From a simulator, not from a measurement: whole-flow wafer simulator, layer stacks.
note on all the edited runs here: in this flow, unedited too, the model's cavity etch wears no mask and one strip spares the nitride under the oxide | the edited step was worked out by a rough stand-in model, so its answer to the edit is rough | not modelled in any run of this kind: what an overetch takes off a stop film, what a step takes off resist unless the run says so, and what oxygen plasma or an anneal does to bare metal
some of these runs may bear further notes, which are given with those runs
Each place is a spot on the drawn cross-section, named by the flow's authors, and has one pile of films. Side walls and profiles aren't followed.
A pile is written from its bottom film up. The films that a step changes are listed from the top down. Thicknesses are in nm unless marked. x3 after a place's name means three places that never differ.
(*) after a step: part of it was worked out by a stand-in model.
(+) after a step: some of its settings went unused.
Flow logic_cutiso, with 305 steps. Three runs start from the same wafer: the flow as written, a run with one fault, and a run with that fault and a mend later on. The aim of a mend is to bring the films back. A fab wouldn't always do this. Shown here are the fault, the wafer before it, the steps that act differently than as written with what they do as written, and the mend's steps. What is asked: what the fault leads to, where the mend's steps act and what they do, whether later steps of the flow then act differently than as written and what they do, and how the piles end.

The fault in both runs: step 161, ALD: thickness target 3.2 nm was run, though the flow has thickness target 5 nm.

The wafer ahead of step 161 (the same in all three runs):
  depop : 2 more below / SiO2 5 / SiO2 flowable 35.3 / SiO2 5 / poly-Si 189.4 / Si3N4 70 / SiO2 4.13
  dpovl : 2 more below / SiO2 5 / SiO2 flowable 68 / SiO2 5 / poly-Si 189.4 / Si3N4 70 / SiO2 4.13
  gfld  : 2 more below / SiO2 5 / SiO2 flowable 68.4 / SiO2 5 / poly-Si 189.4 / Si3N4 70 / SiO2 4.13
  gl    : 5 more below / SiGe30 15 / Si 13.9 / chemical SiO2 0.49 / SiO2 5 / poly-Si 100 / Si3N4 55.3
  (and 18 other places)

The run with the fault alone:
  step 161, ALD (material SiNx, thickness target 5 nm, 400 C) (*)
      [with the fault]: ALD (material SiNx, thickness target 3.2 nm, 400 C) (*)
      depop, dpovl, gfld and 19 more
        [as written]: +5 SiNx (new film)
        [with the fault]: +3.2 SiNx (new film)
  Later steps of the flow acting differently than as written (20 other steps are not shown; they differ only slightly, by no more than 2% or 0.5 nm, whichever is larger):
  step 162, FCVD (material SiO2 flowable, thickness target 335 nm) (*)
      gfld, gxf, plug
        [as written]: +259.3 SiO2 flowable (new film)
        [with the fault]: +251.8 SiO2 flowable (new film)
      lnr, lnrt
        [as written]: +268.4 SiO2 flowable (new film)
        [with the fault]: +260.8 SiO2 flowable (new film)
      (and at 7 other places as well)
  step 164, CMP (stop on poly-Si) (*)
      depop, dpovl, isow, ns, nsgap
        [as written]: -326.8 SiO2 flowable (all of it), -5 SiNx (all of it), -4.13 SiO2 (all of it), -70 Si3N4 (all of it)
        [with the fault]: -326.8 SiO2 flowable (all of it), -3.2 SiNx (all of it), -4.13 SiO2 (all of it), -70 Si3N4 (all of it)
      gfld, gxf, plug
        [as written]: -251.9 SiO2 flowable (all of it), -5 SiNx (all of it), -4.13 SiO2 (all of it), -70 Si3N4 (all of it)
        [with the fault]: -244.5 SiO2 flowable (all of it), -3.2 SiNx (all of it), -4.13 SiO2 (all of it), -70 Si3N4 (all of it)
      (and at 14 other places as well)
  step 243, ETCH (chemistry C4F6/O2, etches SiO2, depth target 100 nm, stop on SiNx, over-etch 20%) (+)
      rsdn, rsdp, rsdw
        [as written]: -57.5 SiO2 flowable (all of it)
        [with the fault]: -59.3 SiO2 flowable (all of it)
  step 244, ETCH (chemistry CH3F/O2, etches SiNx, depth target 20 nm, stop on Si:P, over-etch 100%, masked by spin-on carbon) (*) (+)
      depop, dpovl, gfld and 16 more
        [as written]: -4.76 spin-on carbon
        [with the fault]: -3.05 spin-on carbon
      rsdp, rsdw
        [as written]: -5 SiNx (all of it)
        [with the fault]: -3.2 SiNx (all of it)
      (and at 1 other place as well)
  By the end, the piles at iso, rsdx depart from the flow's by more than 2% or 0.5 nm, whichever is larger.
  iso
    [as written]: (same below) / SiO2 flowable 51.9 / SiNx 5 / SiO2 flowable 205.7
    [with the fault]: (same below) / SiO2 flowable 51.9 / SiNx 3.2 / SiO2 flowable 207.5
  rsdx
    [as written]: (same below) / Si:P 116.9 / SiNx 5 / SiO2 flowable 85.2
    [with the fault]: (same below) / Si:P 116.9 / SiNx 3.2 / SiO2 flowable 87.1

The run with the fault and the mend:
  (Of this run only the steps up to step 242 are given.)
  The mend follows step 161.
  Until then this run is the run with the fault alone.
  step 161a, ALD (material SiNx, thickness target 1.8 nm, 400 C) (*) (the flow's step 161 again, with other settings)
      depop, dpovl, gfld and 19 more
        +1.8 SiNx
  Every later step of the flow up to step 242 that is run acts as written, at every place that is followed, to within 2% or 0.5 nm, whichever is larger.
  The piles after step 242 are the same as the flow's at every place that both follow.
